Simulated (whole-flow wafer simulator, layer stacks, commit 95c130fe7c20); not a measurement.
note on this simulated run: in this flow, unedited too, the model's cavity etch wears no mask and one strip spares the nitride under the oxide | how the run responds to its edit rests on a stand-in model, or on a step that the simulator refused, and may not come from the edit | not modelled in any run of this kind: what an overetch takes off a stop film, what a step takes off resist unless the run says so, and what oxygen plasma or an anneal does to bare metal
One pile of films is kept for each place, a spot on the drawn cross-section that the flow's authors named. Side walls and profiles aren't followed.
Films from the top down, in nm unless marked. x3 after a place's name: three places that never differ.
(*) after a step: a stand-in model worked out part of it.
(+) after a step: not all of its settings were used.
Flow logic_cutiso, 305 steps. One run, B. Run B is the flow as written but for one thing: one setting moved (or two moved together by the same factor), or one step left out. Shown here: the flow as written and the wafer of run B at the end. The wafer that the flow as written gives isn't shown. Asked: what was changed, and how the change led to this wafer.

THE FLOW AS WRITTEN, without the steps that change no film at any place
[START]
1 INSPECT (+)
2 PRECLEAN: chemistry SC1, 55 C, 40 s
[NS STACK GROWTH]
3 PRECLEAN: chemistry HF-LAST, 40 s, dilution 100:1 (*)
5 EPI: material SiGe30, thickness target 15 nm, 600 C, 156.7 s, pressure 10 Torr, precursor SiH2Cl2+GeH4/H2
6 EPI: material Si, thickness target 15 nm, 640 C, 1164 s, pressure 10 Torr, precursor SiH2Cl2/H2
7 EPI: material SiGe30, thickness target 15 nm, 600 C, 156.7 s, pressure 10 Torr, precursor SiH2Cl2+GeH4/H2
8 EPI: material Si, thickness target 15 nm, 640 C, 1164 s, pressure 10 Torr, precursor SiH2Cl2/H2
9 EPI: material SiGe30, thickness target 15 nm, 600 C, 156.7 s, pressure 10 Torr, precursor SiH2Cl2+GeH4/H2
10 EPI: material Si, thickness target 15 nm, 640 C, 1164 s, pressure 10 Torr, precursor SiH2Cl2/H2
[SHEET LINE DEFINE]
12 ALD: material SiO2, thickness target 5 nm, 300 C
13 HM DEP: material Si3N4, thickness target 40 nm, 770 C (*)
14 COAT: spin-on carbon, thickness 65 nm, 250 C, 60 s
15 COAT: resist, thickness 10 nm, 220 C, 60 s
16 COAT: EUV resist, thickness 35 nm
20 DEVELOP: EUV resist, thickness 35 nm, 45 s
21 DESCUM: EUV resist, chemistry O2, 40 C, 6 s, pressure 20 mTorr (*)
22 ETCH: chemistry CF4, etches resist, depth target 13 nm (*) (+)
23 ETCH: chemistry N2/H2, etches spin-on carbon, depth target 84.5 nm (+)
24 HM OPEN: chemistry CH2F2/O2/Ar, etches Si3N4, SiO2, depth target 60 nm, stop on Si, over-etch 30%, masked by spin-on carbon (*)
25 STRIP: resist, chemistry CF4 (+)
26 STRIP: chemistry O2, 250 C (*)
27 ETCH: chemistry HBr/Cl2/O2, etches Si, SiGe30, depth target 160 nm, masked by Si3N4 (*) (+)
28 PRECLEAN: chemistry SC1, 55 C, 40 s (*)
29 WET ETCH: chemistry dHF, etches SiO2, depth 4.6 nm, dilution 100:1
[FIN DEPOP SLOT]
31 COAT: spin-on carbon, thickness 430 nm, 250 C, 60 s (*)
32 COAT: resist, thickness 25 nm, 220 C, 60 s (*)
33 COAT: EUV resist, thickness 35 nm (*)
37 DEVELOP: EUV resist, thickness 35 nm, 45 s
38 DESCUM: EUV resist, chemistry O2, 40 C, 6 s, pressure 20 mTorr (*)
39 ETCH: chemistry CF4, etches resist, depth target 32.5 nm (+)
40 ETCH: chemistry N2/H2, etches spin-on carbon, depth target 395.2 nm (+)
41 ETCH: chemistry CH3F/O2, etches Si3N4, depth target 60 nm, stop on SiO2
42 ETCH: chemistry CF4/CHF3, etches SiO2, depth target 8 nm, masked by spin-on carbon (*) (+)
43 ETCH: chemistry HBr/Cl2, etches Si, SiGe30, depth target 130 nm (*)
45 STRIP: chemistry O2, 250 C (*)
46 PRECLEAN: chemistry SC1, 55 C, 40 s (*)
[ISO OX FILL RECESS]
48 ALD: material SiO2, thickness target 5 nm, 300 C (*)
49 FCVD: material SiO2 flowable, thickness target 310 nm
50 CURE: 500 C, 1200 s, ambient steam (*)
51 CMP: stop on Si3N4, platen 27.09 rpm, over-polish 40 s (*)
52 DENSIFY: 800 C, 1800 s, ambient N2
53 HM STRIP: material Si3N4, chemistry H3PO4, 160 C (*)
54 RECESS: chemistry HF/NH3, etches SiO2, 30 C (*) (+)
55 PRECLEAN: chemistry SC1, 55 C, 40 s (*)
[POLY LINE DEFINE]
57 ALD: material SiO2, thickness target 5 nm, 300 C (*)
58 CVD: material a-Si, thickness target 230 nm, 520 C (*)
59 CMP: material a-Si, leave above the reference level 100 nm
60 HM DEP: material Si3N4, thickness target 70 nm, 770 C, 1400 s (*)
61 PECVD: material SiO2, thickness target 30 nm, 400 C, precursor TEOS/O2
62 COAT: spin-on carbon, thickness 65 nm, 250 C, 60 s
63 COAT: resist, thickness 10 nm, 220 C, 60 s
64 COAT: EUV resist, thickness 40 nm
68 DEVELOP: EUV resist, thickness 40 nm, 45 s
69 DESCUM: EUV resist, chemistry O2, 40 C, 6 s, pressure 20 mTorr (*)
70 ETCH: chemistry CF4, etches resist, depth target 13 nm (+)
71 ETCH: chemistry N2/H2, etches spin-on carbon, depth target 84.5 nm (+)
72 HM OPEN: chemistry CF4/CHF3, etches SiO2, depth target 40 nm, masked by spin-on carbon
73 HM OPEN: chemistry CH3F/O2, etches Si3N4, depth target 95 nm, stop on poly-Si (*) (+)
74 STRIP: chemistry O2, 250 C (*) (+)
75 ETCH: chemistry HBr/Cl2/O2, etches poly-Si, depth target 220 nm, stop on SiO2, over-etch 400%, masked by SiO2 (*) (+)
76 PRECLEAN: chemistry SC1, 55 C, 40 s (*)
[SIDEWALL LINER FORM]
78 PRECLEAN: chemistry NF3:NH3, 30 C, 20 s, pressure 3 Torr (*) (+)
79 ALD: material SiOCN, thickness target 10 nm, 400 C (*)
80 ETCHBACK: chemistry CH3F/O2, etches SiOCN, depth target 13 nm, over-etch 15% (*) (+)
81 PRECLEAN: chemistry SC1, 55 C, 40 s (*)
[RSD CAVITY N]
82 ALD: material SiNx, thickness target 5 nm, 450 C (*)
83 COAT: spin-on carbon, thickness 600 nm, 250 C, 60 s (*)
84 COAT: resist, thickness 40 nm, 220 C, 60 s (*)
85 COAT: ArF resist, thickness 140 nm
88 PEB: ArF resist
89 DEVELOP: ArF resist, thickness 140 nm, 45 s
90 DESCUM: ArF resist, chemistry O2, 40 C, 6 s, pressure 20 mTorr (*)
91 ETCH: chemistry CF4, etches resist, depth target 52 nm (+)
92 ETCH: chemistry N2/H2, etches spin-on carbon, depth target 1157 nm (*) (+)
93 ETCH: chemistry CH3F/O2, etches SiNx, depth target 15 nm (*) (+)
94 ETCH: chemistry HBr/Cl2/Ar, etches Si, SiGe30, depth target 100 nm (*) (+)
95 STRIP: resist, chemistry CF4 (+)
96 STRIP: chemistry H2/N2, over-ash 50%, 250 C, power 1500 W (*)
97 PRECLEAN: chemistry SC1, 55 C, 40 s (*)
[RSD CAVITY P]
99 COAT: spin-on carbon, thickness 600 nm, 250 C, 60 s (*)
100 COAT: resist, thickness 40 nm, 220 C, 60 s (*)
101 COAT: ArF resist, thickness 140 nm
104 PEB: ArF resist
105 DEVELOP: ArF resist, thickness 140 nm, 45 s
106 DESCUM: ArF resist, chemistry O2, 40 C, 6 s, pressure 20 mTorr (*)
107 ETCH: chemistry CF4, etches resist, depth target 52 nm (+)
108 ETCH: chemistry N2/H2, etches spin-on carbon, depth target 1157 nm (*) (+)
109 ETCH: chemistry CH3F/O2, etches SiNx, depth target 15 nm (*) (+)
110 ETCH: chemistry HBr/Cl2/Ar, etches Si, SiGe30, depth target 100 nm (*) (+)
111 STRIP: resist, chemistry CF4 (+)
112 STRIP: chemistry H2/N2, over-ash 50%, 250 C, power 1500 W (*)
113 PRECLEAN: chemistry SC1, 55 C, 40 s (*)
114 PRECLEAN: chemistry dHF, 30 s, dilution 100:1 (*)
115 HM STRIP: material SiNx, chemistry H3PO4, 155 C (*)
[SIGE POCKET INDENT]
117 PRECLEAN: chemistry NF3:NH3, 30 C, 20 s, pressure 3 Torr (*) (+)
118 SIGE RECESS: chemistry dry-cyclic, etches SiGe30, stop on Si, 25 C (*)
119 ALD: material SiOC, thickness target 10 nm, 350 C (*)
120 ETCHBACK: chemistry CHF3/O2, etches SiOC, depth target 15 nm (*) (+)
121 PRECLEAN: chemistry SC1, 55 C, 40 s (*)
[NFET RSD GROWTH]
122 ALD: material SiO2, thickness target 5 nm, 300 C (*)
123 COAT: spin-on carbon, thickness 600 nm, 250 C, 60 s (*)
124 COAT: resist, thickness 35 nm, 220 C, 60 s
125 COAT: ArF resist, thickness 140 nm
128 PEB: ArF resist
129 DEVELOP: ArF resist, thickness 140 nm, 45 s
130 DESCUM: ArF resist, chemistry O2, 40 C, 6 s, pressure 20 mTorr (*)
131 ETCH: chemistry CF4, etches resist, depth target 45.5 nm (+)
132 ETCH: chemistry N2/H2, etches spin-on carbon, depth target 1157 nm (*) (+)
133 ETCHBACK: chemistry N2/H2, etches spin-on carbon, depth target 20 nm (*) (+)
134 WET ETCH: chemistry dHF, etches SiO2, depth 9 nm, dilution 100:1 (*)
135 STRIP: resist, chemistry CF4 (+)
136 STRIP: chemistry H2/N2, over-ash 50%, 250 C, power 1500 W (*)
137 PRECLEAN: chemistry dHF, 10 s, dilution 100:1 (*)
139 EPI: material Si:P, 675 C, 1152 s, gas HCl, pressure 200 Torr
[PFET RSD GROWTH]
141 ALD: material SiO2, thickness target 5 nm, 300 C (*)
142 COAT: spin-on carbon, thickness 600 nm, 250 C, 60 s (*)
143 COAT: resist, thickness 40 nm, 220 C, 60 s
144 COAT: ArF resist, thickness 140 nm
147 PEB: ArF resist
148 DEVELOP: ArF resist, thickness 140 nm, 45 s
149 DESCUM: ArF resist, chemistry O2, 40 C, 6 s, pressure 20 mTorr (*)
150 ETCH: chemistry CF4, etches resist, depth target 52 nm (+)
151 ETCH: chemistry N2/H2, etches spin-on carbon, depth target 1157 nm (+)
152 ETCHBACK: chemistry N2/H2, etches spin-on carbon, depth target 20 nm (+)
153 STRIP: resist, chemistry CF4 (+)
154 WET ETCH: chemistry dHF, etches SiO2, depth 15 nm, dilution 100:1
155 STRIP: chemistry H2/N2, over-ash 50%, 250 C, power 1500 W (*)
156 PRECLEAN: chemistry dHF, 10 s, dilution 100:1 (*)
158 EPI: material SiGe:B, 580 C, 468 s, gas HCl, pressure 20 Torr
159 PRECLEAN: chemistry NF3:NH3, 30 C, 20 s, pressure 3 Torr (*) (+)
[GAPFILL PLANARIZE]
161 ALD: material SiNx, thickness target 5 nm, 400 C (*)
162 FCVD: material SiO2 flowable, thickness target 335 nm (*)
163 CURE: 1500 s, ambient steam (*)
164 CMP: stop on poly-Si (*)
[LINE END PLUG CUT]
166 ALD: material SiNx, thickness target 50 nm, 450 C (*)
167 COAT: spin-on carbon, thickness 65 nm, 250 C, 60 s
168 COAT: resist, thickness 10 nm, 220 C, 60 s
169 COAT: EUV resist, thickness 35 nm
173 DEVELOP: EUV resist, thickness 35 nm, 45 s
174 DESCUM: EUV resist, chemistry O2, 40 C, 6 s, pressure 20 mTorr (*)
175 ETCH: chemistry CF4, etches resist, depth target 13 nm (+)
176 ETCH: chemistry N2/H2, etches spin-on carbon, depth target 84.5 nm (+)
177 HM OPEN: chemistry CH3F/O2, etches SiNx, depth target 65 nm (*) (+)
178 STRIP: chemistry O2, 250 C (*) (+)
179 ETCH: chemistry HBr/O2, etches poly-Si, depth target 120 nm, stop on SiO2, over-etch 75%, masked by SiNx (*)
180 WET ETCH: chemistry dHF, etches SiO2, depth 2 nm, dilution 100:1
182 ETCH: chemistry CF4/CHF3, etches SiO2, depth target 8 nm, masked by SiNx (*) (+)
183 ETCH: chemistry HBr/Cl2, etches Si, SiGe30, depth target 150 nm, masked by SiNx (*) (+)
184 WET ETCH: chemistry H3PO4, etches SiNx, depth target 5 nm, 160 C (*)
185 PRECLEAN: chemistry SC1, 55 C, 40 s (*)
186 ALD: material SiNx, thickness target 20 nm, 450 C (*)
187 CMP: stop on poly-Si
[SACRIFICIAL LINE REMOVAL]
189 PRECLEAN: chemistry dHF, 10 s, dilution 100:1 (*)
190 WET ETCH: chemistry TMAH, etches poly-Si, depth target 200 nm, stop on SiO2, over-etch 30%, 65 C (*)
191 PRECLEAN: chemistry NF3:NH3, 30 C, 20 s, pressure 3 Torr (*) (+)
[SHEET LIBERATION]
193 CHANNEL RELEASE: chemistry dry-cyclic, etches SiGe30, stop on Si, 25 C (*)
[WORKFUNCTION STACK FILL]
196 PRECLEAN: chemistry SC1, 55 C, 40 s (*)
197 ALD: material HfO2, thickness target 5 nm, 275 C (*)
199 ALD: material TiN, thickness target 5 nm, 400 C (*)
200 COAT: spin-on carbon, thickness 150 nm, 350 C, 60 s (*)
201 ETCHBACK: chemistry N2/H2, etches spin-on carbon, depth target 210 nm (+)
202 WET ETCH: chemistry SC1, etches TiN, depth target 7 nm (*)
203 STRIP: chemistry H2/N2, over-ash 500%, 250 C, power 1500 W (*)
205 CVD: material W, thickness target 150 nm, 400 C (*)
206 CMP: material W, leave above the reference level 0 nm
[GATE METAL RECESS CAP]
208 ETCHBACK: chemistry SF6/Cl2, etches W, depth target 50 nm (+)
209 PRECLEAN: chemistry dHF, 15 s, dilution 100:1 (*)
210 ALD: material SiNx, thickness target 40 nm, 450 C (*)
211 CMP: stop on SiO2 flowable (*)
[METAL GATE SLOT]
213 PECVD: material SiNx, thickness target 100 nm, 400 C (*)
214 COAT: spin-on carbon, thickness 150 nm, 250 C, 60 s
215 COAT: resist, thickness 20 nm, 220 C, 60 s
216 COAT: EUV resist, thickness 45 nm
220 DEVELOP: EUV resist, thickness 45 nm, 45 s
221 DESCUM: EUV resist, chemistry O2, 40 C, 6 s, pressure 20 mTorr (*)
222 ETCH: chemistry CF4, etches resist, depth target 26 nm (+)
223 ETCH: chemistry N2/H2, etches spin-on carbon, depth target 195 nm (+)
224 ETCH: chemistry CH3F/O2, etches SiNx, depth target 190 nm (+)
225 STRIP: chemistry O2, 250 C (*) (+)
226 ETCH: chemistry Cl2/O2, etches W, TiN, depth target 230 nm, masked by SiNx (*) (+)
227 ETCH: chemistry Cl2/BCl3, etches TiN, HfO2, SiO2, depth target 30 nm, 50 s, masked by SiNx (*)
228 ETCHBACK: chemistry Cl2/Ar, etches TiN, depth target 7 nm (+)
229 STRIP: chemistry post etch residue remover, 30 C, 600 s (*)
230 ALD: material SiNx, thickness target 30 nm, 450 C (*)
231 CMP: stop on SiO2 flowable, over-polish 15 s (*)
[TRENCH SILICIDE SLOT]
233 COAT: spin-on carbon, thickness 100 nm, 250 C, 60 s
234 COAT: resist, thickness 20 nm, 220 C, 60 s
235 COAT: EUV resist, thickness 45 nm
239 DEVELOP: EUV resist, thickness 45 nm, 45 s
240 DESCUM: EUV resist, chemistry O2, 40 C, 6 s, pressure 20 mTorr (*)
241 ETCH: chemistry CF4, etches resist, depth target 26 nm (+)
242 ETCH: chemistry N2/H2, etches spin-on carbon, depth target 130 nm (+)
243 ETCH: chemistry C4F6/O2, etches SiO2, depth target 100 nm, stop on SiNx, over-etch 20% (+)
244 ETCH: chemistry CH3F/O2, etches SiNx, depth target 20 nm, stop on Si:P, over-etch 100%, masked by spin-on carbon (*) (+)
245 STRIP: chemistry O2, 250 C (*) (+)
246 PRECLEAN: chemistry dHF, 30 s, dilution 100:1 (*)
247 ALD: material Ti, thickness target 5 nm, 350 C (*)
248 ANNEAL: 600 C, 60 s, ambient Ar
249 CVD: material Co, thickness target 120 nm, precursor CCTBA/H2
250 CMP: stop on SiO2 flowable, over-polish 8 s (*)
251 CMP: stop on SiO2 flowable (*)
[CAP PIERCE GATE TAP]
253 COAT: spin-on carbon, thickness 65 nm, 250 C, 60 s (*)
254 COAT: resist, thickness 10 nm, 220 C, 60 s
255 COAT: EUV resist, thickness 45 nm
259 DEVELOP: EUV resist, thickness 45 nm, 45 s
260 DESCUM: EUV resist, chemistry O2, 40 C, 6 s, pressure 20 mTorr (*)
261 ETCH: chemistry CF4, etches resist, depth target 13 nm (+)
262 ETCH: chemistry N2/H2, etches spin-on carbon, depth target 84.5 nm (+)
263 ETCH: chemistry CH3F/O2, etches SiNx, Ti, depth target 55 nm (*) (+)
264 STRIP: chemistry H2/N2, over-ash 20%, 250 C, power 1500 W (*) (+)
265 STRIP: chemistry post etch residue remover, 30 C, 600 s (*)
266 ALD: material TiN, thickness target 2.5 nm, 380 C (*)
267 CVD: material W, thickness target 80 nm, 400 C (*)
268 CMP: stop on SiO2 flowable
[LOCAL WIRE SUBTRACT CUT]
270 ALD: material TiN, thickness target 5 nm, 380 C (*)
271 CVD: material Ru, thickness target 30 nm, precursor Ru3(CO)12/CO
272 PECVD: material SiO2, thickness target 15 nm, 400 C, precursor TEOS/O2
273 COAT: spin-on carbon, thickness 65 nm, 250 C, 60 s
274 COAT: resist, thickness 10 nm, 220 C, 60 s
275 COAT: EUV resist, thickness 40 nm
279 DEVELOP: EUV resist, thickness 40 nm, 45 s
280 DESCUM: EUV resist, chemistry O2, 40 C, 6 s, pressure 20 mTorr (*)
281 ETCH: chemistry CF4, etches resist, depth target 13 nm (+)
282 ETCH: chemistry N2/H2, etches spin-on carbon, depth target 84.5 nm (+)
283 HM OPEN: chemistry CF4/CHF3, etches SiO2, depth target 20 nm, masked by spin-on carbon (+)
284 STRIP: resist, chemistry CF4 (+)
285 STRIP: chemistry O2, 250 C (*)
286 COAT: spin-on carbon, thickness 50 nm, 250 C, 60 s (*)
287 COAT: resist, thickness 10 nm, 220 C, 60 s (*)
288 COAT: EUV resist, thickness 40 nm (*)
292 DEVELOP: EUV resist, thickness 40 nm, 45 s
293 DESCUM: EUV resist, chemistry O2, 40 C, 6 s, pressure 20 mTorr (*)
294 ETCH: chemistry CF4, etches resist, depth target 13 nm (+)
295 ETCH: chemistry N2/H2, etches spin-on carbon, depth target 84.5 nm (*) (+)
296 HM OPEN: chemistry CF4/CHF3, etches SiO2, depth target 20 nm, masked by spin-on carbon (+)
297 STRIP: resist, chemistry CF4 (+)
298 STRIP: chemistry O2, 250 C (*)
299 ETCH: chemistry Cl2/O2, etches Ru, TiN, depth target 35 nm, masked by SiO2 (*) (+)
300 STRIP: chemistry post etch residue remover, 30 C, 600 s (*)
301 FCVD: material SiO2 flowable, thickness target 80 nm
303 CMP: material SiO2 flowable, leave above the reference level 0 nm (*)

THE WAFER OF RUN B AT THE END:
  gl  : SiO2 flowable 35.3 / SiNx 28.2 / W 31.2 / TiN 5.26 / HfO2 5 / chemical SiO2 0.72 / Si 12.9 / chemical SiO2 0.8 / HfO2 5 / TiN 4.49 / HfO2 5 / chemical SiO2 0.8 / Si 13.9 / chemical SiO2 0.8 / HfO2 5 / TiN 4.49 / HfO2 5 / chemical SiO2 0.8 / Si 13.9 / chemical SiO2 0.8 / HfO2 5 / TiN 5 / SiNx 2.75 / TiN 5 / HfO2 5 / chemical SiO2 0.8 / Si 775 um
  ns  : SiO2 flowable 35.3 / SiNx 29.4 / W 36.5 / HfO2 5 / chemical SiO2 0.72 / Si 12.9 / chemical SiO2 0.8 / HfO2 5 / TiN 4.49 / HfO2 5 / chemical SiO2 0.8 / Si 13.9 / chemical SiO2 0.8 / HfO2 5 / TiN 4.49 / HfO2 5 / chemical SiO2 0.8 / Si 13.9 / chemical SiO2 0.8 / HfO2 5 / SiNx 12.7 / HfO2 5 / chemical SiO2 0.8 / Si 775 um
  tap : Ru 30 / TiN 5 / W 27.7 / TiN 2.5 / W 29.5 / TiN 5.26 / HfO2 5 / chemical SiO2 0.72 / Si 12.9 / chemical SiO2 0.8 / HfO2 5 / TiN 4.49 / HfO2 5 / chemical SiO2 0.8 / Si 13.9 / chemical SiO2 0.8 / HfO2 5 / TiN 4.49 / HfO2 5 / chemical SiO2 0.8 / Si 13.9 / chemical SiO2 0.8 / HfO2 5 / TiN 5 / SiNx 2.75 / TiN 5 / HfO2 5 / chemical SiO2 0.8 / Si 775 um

The cause: step 5, EPI: 242.9 s was run, where the flow has 156.7 s.

How the change led to this, step by step:
  5 EPI: material SiGe30, thickness target 15 nm, 600 C, 156.7 s, pressure 10 Torr, precursor SiH2Cl2+GeH4/H2
      depop, dpovl, gfld and 19 more: SiGe30 +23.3 (new film) (as written it would be: SiGe30 +15 (new film))
  27 ETCH: chemistry HBr/Cl2/O2, etches Si, SiGe30, depth target 160 nm, masked by Si3N4 (*) (+)
      gfld, gxf, iso, lnri: chemical SiO2 -0.79 (all of it), Si -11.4 (all of it), SiGe30 -15 (all of it), Si -15 (all of it), SiGe30 -15 (all of it), Si -15 (all of it), SiGe30 -23.3 (all of it), Si -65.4 (as written it would be: chemical SiO2 -0.79 (all of it), Si -11.4 (all of it), SiGe30 -15 (all of it), Si -15 (all of it), SiGe30 -15 (all of it), Si -15 (all of it), SiGe30 -15 (all of it), Si -73.6)
      dpovl, nsgap: chemical SiO2 -0.79 (all of it), Si -11.8 (all of it), SiGe30 -15 (all of it), Si -15 (all of it), SiGe30 -15 (all of it), Si -15 (all of it), SiGe30 -23.3 (all of it), Si -65 (as written it would be: chemical SiO2 -0.79 (all of it), Si -11.8 (all of it), SiGe30 -15 (all of it), Si -15 (all of it), SiGe30 -15 (all of it), Si -15 (all of it), SiGe30 -15 (all of it), Si -73.2)
      (and at 1 more place)
  43 ETCH: chemistry HBr/Cl2, etches Si, SiGe30, depth target 130 nm (*)
      depop: Si -14 (all of it), SiGe30 -15 (all of it), Si -15 (all of it), SiGe30 -15 (all of it), Si -15 (all of it), SiGe30 -23.3 (all of it), Si -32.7 (as written it would be: Si -14 (all of it), SiGe30 -15 (all of it), Si -15 (all of it), SiGe30 -15 (all of it), Si -15 (all of it), SiGe30 -15 (all of it), Si -41)
  94 ETCH: chemistry HBr/Cl2/Ar, etches Si, SiGe30, depth target 100 nm (*) (+)
      rsdn, rsdx: chemical SiO2 -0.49 (all of it), Si -12.8 (all of it), SiGe30 -15 (all of it), Si -15 (all of it), SiGe30 -15 (all of it), Si -15 (all of it), SiGe30 -23.3 (all of it), Si -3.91 (as written it would be: chemical SiO2 -0.49 (all of it), Si -12.8 (all of it), SiGe30 -15 (all of it), Si -15 (all of it), SiGe30 -15 (all of it), Si -15 (all of it), SiGe30 -15 (all of it), Si -12.2)
  110 ETCH: chemistry HBr/Cl2/Ar, etches Si, SiGe30, depth target 100 nm (*) (+)
      rsdp, rsdw: chemical SiO2 -0.49 (all of it), Si -12.8 (all of it), SiGe30 -15 (all of it), Si -15 (all of it), SiGe30 -15 (all of it), Si -15 (all of it), SiGe30 -23.3 (all of it), Si -3.91 (as written it would be: chemical SiO2 -0.49 (all of it), Si -12.8 (all of it), SiGe30 -15 (all of it), Si -15 (all of it), SiGe30 -15 (all of it), Si -15 (all of it), SiGe30 -15 (all of it), Si -12.2)
  118 SIGE RECESS: chemistry dry-cyclic, etches SiGe30, stop on Si, 25 C (*)
      lnr, lnrp, lnrt: SiOCN -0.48, Si -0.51, cavity +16 (new film), SiGe30 -15 (all of it), Si -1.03, cavity +16 (new film), SiGe30 -15 (all of it), Si -1.03, cavity +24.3 (new film), SiGe30 -23.3 (all of it), Si -0.51 (as written it would be: SiOCN -0.48, Si -0.51, cavity +16 (new film), SiGe30 -15 (all of it), Si -1.03, cavity +16 (new film), SiGe30 -15 (all of it), Si -1.03, cavity +16 (new film), SiGe30 -15 (all of it), Si -0.51)
  119 ALD: material SiOC, thickness target 10 nm, 350 C (*)
      lnr, lnrp, lnrt: SiOC +10 (new film), SiOC +16 (new film), cavity -16 (all of it), SiOC +16 (new film), cavity -16 (all of it), SiOC +24.3 (new film), cavity -24.3 (all of it) (as written it would be: SiOC +10 (new film), SiOC +16 (new film), cavity -16 (all of it), SiOC +16 (new film), cavity -16 (all of it), SiOC +16 (new film), cavity -16 (all of it))
  183 ETCH: chemistry HBr/Cl2, etches Si, SiGe30, depth target 150 nm, masked by SiNx (*) (+)
      plug: Si -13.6 (all of it), SiGe30 -15 (all of it), Si -15 (all of it), SiGe30 -15 (all of it), Si -15 (all of it), SiGe30 -23.3 (all of it), Si -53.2 (as written it would be: Si -13.6 (all of it), SiGe30 -15 (all of it), Si -15 (all of it), SiGe30 -15 (all of it), Si -15 (all of it), SiGe30 -15 (all of it), Si -61.4)
  193 CHANNEL RELEASE: chemistry dry-cyclic, etches SiGe30, stop on Si, 25 C (*)
      gl, glp, gxn, gxp, ns, tap: chemical SiO2 +0.8 (new film), Si -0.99, chemical SiO2 +0.8 (new film), cavity +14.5 (new film), chemical SiO2 +0.8 (new film), SiGe30 -15 (all of it), Si -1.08, chemical SiO2 +0.8 (new film), cavity +14.5 (new film), chemical SiO2 +0.8 (new film), SiGe30 -15 (all of it), Si -1.08, chemical SiO2 +0.8 (new film), cavity +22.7 (new film), chemical SiO2 +0.8 (new film), SiGe30 -23.3 (all of it), Si -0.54 (as written it would be: chemical SiO2 +0.8 (new film), Si -0.99, chemical SiO2 +0.8 (new film), cavity +14.5 (new film), chemical SiO2 +0.8 (new film), SiGe30 -15 (all of it), Si -1.08, chemical SiO2 +0.8 (new film), cavity +14.5 (new film), chemical SiO2 +0.8 (new film), SiGe30 -15 (all of it), Si -1.08, chemical SiO2 +0.8 (new film), cavity +14.5 (new film), chemical SiO2 +0.8 (new film), SiGe30 -15 (all of it), Si -0.54)
  199 ALD: material TiN, thickness target 5 nm, 400 C (*)
      gl, glp, tap: TiN +5.26 (new film), TiN +4.49 (new film), cavity -4.49 (all of it), TiN +4.49 (new film), cavity -4.49 (all of it), TiN +5 (new film), cavity -10, TiN +5 (new film) (as written it would be: TiN +5.26 (new film), TiN +4.49 (new film), cavity -4.49 (all of it), TiN +4.49 (new film), cavity -4.49 (all of it), TiN +4.49 (new film), cavity -4.49 (all of it))
      gxn, gxp, ns: TiN +5 (new film), TiN +4.49 (new film), cavity -4.49 (all of it), TiN +4.49 (new film), cavity -4.49 (all of it), TiN +5 (new film), cavity -10, TiN +5 (new film) (as written it would be: TiN +5 (new film), TiN +4.49 (new film), cavity -4.49 (all of it), TiN +4.49 (new film), cavity -4.49 (all of it), TiN +4.49 (new film), cavity -4.49 (all of it))
  202 WET ETCH: chemistry SC1, etches TiN, depth target 7 nm (*)
      ns: TiN -5 (all of it), TiN -5 (all of it), cavity +10, TiN -5 (all of it) (as written it would be: TiN -5 (all of it))
  210 ALD: material SiNx, thickness target 40 nm, 450 C (*)
      gl, glp, gxn, gxp, tap: SiNx +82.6 (new film), SiNx +2.75 (new film), cavity -2.75 (all of it) (as written it would be: SiNx +82.6 (new film))
      ns: SiNx +40 (new film), SiNx +12.7 (new film), cavity -12.7 (all of it) (as written it would be: SiNx +40 (new film))
Counting metal films that touch as one body, gl has 5 bodies (between them, from the top down: HfO2 5 / chemical SiO2 0.72 / Si 12.9 / chemical SiO2 0.8 / HfO2 5; HfO2 5 / chemical SiO2 0.8 / Si 13.9 / chemical SiO2 0.8 / HfO2 5; HfO2 5 / chemical SiO2 0.8 / Si 13.9 / chemical SiO2 0.8 / HfO2 5; SiNx 2.75); the flow as written gives 4 bodies (between them, from the top down: HfO2 5 / chemical SiO2 0.72 / Si 12.9 / chemical SiO2 0.8 / HfO2 5; HfO2 5 / chemical SiO2 0.8 / Si 13.9 / chemical SiO2 0.8 / HfO2 5; HfO2 5 / chemical SiO2 0.8 / Si 13.9 / chemical SiO2 0.8 / HfO2 5).
Counting metal films that touch as one body, ns has 3 bodies (between them, from the top down: HfO2 5 / chemical SiO2 0.72 / Si 12.9 / chemical SiO2 0.8 / HfO2 5; HfO2 5 / chemical SiO2 0.8 / Si 13.9 / chemical SiO2 0.8 / HfO2 5); the flow as written gives 4 bodies (between them, from the top down: HfO2 5 / chemical SiO2 0.72 / Si 12.9 / chemical SiO2 0.8 / HfO2 5; HfO2 5 / chemical SiO2 0.8 / Si 13.9 / chemical SiO2 0.8 / HfO2 5; HfO2 5 / chemical SiO2 0.8 / Si 13.9 / chemical SiO2 0.8 / HfO2 5).
Counting metal films that touch as one body, tap has 5 bodies (between them, from the top down: HfO2 5 / chemical SiO2 0.72 / Si 12.9 / chemical SiO2 0.8 / HfO2 5; HfO2 5 / chemical SiO2 0.8 / Si 13.9 / chemical SiO2 0.8 / HfO2 5; HfO2 5 / chemical SiO2 0.8 / Si 13.9 / chemical SiO2 0.8 / HfO2 5; SiNx 2.75); the flow as written gives 4 bodies (between them, from the top down: HfO2 5 / chemical SiO2 0.72 / Si 12.9 / chemical SiO2 0.8 / HfO2 5; HfO2 5 / chemical SiO2 0.8 / Si 13.9 / chemical SiO2 0.8 / HfO2 5; HfO2 5 / chemical SiO2 0.8 / Si 13.9 / chemical SiO2 0.8 / HfO2 5).
